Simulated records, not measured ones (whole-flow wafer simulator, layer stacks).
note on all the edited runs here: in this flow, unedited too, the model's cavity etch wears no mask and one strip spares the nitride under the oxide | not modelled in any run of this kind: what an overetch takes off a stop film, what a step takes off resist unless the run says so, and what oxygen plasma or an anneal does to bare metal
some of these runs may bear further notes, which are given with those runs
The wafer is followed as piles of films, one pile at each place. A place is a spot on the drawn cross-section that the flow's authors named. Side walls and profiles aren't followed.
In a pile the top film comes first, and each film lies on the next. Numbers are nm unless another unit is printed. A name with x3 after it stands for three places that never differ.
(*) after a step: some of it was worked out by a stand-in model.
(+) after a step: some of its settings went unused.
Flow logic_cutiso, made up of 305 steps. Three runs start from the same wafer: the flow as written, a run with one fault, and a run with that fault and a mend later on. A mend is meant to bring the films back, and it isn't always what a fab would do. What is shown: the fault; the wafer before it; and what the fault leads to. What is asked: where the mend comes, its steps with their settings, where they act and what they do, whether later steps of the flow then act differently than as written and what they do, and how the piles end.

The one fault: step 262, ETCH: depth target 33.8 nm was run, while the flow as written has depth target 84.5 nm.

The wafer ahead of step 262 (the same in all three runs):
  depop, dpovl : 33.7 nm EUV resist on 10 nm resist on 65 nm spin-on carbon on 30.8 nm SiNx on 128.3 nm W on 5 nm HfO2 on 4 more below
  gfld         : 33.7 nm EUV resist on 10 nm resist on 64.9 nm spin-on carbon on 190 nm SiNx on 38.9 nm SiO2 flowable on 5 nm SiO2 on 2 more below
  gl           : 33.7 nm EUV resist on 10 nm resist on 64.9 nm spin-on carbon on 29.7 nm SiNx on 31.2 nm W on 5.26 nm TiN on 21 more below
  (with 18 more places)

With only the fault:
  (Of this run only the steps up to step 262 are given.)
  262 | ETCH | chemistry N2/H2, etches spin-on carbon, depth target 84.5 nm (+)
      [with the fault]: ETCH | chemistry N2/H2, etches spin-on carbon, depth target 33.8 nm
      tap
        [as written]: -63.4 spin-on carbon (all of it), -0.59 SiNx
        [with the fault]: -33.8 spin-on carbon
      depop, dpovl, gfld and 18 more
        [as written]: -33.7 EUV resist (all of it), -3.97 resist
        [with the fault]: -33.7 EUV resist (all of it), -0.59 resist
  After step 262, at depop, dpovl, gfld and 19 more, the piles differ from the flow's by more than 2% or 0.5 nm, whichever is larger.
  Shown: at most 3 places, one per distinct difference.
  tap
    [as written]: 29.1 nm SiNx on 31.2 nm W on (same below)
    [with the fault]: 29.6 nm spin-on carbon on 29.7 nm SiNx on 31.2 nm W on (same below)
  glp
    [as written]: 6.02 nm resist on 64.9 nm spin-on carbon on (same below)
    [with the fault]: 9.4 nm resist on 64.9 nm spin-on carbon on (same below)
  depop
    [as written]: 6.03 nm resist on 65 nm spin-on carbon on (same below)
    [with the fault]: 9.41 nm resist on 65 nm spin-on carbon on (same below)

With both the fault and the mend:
  The mend follows step 262.
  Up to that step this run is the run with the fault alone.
  262a | ETCH | chemistry N2/H2, etches spin-on carbon, depth target 50.7 nm (*) (+) (a further turn of the flow's step 262, with different settings)
      depop, dpovl, gfld and 18 more
        -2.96 resist
      tap
        -29.6 spin-on carbon (all of it), -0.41 SiNx
  Steps further on in the flow that do not act as written (2 more steps, not shown, differ only slightly: by at most 2% or 0.5 nm, whichever is larger):
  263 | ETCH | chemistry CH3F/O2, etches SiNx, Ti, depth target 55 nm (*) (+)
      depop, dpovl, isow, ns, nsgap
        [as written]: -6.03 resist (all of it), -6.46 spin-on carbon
        [with the mend]: -6.45 resist (all of it), -5.59 spin-on carbon
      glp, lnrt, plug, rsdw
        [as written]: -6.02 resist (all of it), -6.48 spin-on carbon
        [with the mend]: -6.44 resist (all of it), -5.61 spin-on carbon
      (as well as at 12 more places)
  The piles end the same as the flow's at every place that both follow.
